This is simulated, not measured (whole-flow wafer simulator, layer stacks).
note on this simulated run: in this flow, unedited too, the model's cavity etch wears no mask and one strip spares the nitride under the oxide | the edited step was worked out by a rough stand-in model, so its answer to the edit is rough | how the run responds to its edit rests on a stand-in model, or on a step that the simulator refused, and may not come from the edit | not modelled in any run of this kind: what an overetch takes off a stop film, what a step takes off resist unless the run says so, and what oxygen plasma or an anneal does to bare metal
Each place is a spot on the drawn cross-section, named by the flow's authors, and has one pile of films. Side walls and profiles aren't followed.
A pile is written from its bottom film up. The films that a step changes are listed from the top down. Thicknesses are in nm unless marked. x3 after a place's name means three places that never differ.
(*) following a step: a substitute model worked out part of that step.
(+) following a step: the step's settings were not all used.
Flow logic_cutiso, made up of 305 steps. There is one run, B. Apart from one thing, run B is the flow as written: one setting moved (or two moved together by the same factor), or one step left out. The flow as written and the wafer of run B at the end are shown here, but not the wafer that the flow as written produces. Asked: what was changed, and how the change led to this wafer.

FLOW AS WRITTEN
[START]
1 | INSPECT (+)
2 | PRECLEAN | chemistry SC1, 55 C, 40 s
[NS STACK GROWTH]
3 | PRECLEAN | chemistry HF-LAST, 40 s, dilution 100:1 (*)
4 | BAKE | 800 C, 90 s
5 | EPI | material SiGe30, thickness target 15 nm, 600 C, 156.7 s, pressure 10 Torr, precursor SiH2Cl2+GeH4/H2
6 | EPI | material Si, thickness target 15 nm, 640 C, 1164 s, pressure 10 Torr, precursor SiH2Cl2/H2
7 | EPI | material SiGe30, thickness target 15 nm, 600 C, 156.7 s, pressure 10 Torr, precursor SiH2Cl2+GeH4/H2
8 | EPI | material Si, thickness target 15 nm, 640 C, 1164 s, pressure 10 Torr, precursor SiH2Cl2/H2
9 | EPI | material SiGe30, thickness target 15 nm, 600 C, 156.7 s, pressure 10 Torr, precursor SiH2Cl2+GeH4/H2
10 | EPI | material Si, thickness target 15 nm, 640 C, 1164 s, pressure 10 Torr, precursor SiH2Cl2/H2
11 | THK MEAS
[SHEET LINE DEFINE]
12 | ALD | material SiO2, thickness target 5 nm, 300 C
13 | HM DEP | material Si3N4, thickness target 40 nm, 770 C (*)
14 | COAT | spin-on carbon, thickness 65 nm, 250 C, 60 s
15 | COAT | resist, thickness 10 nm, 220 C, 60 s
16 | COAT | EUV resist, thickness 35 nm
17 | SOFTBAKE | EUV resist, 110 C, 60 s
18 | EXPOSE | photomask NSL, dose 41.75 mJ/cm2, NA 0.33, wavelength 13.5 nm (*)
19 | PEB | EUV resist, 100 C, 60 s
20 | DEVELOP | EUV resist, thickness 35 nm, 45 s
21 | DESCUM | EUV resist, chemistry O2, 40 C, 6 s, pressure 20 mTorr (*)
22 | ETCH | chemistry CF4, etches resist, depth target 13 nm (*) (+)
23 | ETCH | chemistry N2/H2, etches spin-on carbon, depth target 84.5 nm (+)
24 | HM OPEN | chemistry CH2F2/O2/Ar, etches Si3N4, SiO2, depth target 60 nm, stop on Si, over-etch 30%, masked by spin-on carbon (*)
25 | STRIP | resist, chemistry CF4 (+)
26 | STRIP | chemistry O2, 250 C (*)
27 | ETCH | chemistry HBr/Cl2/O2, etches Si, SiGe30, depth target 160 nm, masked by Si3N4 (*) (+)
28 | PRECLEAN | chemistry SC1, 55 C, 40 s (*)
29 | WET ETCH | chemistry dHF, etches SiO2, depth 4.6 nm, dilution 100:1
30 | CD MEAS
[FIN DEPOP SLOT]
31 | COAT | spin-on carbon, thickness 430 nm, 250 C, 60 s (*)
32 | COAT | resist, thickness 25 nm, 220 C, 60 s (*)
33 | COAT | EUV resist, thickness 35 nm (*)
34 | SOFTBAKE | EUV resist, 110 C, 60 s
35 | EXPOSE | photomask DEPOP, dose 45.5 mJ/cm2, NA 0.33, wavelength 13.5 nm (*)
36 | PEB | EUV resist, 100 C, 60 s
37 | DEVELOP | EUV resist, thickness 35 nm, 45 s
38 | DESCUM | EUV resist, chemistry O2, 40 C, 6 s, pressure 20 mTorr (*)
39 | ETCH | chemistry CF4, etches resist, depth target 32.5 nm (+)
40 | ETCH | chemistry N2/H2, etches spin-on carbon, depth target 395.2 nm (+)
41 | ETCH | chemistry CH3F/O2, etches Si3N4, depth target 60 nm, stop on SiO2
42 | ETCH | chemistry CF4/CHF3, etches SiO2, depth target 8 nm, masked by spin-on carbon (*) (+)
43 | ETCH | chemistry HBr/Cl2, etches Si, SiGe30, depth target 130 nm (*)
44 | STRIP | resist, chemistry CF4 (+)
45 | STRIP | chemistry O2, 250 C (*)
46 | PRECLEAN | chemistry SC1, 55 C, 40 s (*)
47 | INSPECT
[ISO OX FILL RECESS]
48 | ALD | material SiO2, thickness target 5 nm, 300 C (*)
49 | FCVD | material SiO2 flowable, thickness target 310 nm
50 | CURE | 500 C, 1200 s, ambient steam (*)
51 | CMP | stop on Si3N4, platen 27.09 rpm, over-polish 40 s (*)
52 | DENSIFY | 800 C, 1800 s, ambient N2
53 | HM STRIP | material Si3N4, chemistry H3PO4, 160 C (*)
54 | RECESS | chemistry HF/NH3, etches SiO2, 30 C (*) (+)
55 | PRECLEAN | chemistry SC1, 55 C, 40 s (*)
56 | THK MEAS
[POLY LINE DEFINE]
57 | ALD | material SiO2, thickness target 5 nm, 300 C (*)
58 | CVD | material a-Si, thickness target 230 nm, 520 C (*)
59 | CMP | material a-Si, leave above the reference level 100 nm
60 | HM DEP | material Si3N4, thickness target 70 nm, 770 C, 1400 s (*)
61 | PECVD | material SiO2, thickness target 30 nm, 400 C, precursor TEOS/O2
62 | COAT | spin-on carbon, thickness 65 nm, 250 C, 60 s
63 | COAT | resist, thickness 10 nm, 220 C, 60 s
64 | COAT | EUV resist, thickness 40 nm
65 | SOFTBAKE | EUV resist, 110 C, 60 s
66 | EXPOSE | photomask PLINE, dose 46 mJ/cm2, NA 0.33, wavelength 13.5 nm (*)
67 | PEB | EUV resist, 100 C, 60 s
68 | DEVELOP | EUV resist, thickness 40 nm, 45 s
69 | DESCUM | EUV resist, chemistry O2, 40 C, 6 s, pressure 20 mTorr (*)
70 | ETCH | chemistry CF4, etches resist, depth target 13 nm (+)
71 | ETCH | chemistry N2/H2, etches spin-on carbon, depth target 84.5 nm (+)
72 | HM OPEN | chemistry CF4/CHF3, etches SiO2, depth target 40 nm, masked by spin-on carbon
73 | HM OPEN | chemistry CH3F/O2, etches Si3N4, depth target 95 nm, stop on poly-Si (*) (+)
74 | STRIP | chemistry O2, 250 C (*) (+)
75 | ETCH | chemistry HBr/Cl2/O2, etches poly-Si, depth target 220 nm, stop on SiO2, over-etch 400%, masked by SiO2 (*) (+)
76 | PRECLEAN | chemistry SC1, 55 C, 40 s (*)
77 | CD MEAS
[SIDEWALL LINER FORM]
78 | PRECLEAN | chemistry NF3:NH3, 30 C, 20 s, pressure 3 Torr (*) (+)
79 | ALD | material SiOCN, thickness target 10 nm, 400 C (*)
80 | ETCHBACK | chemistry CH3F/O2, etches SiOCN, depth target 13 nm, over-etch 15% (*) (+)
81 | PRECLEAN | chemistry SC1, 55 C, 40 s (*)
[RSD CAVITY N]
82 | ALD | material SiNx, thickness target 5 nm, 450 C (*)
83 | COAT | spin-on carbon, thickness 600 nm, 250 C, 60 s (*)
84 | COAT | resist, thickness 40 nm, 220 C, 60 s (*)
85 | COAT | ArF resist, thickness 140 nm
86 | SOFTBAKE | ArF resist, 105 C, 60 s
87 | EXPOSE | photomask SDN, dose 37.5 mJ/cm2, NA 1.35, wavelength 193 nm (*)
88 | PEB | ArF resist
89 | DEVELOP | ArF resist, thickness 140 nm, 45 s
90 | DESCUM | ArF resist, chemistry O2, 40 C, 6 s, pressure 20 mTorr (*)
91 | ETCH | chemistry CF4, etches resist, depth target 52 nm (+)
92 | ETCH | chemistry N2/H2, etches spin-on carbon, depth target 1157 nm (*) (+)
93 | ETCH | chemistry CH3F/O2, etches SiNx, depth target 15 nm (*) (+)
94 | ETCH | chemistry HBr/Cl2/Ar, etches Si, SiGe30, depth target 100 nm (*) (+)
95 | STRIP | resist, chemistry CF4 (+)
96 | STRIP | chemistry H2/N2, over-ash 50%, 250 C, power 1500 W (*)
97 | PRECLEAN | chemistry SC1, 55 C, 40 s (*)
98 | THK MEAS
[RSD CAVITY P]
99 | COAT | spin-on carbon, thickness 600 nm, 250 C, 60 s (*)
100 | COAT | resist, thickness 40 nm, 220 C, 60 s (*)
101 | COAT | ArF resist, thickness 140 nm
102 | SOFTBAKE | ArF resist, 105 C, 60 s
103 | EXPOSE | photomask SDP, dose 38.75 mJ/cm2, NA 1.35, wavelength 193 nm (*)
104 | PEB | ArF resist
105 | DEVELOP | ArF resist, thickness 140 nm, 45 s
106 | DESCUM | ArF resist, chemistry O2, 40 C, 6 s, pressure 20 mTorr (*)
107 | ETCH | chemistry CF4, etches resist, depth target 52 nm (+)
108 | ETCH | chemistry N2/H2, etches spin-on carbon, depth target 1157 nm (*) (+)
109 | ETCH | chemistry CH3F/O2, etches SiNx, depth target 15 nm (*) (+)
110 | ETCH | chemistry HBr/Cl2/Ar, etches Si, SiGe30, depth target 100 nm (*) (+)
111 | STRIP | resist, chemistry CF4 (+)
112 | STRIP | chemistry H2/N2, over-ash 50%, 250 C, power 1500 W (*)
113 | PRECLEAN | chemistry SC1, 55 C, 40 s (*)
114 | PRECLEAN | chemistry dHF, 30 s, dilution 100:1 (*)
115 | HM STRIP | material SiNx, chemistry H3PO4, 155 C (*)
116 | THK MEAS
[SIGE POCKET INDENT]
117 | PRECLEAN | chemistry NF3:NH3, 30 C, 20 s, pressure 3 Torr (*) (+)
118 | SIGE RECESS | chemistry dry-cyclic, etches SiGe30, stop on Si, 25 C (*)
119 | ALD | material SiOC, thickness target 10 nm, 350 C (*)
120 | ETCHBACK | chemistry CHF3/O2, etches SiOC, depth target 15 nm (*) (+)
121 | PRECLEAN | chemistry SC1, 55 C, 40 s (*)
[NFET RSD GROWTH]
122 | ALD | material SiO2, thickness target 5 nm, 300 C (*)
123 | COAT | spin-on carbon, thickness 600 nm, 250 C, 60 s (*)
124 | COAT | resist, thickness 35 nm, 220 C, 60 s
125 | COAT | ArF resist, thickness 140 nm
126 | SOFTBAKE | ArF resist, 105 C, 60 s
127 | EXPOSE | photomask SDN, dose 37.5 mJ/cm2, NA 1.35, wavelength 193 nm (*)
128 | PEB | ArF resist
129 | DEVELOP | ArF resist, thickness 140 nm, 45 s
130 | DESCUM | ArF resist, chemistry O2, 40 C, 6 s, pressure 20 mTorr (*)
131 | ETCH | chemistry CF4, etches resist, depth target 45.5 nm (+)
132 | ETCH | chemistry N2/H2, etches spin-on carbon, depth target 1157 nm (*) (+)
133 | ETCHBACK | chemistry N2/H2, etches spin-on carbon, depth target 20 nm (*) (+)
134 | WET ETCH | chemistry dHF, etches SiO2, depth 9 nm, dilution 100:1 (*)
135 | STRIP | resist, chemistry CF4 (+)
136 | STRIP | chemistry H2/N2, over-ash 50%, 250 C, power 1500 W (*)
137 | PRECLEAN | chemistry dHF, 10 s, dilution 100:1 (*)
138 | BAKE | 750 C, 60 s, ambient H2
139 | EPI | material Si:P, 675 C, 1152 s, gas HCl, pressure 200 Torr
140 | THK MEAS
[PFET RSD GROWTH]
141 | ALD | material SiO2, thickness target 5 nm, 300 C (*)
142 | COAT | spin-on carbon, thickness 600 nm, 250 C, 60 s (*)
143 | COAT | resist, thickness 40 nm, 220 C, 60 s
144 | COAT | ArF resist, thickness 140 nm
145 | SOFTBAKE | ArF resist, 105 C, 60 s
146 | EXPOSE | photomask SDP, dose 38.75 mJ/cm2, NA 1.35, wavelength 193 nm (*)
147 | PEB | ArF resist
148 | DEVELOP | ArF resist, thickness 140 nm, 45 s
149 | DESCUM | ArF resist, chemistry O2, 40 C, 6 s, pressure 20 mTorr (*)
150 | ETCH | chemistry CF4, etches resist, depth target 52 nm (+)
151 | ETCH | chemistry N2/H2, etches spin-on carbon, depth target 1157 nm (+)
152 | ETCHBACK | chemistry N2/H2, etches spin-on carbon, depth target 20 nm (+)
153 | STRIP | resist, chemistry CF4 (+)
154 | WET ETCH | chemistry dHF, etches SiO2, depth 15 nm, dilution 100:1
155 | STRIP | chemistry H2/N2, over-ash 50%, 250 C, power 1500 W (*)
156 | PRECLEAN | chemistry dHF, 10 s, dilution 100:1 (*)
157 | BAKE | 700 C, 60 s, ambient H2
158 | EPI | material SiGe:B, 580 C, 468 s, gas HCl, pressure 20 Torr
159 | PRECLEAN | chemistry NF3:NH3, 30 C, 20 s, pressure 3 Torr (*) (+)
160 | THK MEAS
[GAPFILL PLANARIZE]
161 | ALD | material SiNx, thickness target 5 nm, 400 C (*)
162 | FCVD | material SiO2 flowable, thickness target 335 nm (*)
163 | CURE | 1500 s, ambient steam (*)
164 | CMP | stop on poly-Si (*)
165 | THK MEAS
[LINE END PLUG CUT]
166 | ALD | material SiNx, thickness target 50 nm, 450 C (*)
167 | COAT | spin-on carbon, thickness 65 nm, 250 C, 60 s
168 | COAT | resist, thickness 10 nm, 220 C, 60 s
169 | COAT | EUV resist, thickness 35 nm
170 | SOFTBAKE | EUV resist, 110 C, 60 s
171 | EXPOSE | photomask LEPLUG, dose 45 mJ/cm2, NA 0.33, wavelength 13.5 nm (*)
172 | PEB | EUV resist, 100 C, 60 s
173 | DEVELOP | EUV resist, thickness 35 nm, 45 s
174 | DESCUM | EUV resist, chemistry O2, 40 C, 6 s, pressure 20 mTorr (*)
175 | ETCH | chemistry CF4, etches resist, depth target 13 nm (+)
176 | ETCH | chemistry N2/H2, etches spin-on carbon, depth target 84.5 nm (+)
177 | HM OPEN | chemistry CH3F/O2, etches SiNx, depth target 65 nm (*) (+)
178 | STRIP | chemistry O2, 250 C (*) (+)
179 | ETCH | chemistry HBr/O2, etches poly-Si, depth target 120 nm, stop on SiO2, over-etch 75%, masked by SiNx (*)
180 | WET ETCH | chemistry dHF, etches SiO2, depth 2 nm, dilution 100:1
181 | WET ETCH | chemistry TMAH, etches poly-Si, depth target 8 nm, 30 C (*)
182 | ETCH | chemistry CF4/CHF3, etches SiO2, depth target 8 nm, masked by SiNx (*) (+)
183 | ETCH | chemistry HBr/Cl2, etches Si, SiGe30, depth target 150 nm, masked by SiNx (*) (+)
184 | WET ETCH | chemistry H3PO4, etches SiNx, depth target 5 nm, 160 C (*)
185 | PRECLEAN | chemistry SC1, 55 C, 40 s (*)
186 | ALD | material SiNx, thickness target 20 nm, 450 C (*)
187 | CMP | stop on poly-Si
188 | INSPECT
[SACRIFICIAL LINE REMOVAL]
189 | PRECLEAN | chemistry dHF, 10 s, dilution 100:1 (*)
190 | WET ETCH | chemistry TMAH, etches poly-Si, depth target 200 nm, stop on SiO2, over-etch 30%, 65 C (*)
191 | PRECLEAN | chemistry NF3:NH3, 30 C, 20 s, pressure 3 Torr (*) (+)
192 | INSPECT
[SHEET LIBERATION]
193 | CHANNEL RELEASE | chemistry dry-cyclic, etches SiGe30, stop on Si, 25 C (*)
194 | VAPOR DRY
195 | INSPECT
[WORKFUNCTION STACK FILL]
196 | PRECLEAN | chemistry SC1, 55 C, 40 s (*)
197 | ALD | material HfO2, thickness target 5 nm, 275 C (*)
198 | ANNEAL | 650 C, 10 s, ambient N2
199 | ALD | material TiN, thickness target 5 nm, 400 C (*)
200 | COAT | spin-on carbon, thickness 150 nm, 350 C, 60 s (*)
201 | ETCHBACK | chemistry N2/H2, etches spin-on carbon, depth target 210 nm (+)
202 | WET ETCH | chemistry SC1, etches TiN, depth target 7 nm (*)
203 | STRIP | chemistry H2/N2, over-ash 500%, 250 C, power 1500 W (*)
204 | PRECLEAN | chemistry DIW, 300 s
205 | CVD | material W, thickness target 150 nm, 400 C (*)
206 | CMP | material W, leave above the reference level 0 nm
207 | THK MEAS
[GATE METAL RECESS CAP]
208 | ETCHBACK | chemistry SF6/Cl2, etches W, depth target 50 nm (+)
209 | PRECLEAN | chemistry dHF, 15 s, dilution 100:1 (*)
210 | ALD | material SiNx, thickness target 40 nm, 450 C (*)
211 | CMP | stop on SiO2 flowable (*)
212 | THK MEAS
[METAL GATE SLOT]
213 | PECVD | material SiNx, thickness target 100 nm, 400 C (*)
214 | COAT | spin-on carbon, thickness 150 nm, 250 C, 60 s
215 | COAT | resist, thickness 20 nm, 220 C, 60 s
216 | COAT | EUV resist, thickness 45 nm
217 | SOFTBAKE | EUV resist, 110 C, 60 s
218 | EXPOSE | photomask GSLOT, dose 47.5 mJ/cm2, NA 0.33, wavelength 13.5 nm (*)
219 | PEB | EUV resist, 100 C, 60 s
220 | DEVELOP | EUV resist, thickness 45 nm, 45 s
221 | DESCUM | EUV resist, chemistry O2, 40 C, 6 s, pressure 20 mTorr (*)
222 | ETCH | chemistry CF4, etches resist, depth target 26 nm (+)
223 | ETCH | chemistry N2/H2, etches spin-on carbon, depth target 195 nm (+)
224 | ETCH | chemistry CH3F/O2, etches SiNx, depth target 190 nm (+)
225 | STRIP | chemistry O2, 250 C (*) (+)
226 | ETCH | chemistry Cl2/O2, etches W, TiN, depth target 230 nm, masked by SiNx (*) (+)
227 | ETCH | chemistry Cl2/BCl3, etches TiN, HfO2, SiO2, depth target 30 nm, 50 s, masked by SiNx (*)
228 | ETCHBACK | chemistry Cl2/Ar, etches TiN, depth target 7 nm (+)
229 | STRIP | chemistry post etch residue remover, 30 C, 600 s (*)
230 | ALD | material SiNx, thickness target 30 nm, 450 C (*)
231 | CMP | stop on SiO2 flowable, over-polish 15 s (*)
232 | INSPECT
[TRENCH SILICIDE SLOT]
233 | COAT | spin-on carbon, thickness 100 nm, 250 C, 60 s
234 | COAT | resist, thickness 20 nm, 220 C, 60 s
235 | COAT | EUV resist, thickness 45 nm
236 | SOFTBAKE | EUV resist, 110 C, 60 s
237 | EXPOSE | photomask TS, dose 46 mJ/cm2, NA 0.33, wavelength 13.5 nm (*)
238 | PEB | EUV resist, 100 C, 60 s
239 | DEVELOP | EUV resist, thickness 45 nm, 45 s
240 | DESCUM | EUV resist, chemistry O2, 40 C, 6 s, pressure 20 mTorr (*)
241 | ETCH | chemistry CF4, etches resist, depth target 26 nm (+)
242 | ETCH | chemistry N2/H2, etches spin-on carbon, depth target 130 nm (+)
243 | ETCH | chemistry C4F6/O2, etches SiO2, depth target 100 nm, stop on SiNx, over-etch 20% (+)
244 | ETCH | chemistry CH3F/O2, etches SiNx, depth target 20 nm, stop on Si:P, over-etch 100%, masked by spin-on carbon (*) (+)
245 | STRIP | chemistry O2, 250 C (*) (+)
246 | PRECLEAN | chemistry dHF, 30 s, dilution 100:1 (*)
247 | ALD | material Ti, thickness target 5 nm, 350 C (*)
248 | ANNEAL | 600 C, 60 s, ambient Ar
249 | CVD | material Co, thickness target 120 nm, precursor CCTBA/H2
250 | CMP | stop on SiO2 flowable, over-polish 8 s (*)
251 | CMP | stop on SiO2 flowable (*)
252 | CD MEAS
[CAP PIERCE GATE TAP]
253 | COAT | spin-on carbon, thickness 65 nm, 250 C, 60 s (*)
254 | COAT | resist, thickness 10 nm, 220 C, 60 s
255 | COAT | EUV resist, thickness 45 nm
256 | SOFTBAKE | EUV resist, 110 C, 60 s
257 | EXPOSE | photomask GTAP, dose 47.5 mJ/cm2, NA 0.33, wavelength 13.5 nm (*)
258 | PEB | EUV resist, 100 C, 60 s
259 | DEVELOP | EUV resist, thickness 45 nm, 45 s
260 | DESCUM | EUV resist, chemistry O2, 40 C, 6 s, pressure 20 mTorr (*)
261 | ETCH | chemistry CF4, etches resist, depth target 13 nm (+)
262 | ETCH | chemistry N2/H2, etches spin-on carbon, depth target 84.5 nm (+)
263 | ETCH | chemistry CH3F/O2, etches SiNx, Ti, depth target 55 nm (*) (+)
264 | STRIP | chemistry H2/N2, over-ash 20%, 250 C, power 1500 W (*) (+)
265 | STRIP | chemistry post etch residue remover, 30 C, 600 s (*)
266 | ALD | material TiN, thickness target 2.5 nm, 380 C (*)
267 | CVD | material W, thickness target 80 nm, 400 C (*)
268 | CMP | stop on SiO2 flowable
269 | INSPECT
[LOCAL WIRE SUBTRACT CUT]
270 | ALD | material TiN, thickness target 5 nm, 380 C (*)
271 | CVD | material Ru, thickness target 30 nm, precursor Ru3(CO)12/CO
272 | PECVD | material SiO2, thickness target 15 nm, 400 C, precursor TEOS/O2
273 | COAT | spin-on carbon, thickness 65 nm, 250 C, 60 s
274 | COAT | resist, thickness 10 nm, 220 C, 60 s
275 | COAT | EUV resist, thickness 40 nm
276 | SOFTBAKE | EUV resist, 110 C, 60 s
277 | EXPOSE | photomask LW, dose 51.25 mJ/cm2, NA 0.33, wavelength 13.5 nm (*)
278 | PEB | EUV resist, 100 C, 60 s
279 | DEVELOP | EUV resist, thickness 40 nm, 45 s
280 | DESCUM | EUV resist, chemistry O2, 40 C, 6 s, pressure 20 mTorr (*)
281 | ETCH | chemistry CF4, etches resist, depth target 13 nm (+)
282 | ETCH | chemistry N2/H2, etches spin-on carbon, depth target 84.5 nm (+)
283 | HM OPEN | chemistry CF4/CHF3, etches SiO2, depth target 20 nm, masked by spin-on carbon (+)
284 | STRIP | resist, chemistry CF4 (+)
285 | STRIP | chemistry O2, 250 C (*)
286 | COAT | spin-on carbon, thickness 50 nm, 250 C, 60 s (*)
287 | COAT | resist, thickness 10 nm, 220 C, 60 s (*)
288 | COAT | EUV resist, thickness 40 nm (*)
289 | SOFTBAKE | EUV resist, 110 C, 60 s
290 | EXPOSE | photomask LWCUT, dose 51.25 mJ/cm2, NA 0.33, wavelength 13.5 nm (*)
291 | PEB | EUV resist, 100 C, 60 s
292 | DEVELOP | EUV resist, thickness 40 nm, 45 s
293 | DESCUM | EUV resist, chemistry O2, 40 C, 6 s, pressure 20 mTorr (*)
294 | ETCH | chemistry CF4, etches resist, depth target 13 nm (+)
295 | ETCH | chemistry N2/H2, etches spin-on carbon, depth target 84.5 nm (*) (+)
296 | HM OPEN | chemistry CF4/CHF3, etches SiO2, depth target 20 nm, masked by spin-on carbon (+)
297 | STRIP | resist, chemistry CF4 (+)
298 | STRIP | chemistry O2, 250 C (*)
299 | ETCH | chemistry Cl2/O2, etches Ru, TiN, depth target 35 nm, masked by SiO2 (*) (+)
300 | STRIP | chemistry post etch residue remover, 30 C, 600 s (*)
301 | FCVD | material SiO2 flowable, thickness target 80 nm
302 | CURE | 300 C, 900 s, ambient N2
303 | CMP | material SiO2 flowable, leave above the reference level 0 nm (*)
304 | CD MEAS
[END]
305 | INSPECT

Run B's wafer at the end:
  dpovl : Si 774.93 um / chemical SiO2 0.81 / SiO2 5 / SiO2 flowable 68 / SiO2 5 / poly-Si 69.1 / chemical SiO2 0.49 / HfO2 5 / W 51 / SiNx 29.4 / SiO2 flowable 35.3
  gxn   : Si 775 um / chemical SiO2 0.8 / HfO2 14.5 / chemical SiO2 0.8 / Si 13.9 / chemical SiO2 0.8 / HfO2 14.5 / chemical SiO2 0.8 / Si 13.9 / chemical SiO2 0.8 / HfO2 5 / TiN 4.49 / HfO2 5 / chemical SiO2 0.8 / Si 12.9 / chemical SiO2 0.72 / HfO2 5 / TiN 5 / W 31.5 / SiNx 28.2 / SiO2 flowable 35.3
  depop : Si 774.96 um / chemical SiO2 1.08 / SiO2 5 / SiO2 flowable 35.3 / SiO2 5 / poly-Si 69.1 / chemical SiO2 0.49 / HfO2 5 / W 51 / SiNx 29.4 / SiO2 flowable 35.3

What caused this: step 190, WET ETCH: depth target 120 nm was run, whereas the flow has depth target 200 nm.

Step by step, how the change led to this:
  190 | WET ETCH | chemistry TMAH, etches poly-Si, depth target 200 nm, stop on SiO2, over-etch 30%, 65 C (*)
      depop, dpovl, gfld, gxf, isow, nsgap: -120 poly-Si (as written it would have been: -189.4 poly-Si (all of it))
  191 | PRECLEAN | chemistry NF3:NH3, 30 C, 20 s, pressure 3 Torr (*) (+)
      depop, dpovl, gfld, gxf, isow, nsgap: nothing (as written it would have been: -5 SiO2 (all of it), -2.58 SiO2 flowable)
  197 | ALD | material HfO2, thickness target 5 nm, 275 C (*)
      gxn, gxp: +5 HfO2 (new film), +5 HfO2 (new film), -10 cavity, +5 HfO2 (new film), +14.5 HfO2 (new film), -14.5 cavity (all of it), +14.5 HfO2 (new film), -14.5 cavity (all of it) (as written it would have been: +5 HfO2 (new film), +5 HfO2 (new film), -10 cavity, +5 HfO2 (new film), +5 HfO2 (new film), -10 cavity, +5 HfO2 (new film), +5 HfO2 (new film), -10 cavity, +5 HfO2 (new film))
      gxf: +5 HfO2 (new film) (as written it would have been: +7.7 HfO2 (new film))
  199 | ALD | material TiN, thickness target 5 nm, 400 C (*)
      gxn, gxp: +5 TiN (new film), +4.49 TiN (new film), -4.49 cavity (all of it) (as written it would have been: +5 TiN (new film), +4.49 TiN (new film), -4.49 cavity (all of it), +4.49 TiN (new film), -4.49 cavity (all of it), +4.49 TiN (new film), -4.49 cavity (all of it))
      gfld: +5 TiN (new film) (as written it would have been: +7.64 TiN (new film))
  200 | COAT | spin-on carbon, thickness 150 nm, 350 C, 60 s (*)
      depop: +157 spin-on carbon (new film) (as written it would have been: +194.7 spin-on carbon (new film))
      dpovl: +157 spin-on carbon (new film) (as written it would have been: +194.8 spin-on carbon (new film))
      (as well as at 5 more places)
  201 | ETCHBACK | chemistry N2/H2, etches spin-on carbon, depth target 210 nm (+)
      depop: -157 spin-on carbon (all of it) (as written it would have been: -194.7 spin-on carbon (all of it))
      dpovl: -157 spin-on carbon (all of it) (as written it would have been: -194.8 spin-on carbon (all of it))
      (as well as at 3 more places)
  203 | STRIP | chemistry H2/N2, over-ash 500%, 250 C, power 1500 W (*)
      gl, glp: -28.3 spin-on carbon (all of it) (as written it would have been: -26.7 spin-on carbon (all of it))
      gxn, gxp: -28.5 spin-on carbon (all of it) (as written it would have been: -26.8 spin-on carbon (all of it))
      (as well as at 3 more places)
  205 | CVD | material W, thickness target 150 nm, 400 C (*)
      depop, dpovl, isow, nsgap: +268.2 W (new film) (as written it would have been: +345.5 W (new film))
      gfld: +263.2 W (new film) (as written it would have been: +337.9 W (new film))
      (as well as at 1 more place)
  226 | ETCH | chemistry Cl2/O2, etches W, TiN, depth target 230 nm, masked by SiNx (*) (+)
      depop, dpovl, gl and 18 more: -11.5 SiNx (as written it would have been: -30.8 SiNx)
      gfld: -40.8 W (all of it), -5 TiN (all of it), -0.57 HfO2 (as written it would have been: -115.4 W (all of it), -7.64 TiN (all of it), -1.54 HfO2)
  227 | ETCH | chemistry Cl2/BCl3, etches TiN, HfO2, SiO2, depth target 30 nm, 50 s, masked by SiNx (*)
      gfld: -4.43 HfO2 (all of it), -0.49 chemical SiO2 (all of it), -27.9 poly-Si (as written it would have been: -3.46 HfO2 (all of it), -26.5 SiO2 flowable)
  228 | ETCHBACK | chemistry Cl2/Ar, etches TiN, depth target 7 nm (+)
      gfld: -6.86 poly-Si (as written it would have been: -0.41 SiO2 flowable)
  230 | ALD | material SiNx, thickness target 30 nm, 450 C (*)
      gfld: +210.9 SiNx (new film) (as written it would have been: +260.6 SiNx (new film))
  231 | CMP | stop on SiO2 flowable, over-polish 15 s (*)
      depop, dpovl, gl and 9 more: -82 SiNx (as written it would have been: -62.7 SiNx)
      lnr, lnri, lnrp, lnrt: -80.3 SiNx (all of it), -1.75 SiOCN (as written it would have been: -61 SiNx (all of it), -1.75 SiOCN)
      (as well as at 6 more places)
Taking metal films that touch as one body, gxn has 2 bodies (between them, from the top down: HfO2 5 / chemical SiO2 0.72 / Si 12.9 / chemical SiO2 0.8 / HfO2 5); the flow as written gives 4 bodies (between them, from the top down: HfO2 5 / chemical SiO2 0.72 / Si 12.9 / chemical SiO2 0.8 / HfO2 5; HfO2 5 / chemical SiO2 0.8 / Si 13.9 / chemical SiO2 0.8 / HfO2 5; HfO2 5 / chemical SiO2 0.8 / Si 13.9 / chemical SiO2 0.8 / HfO2 5).
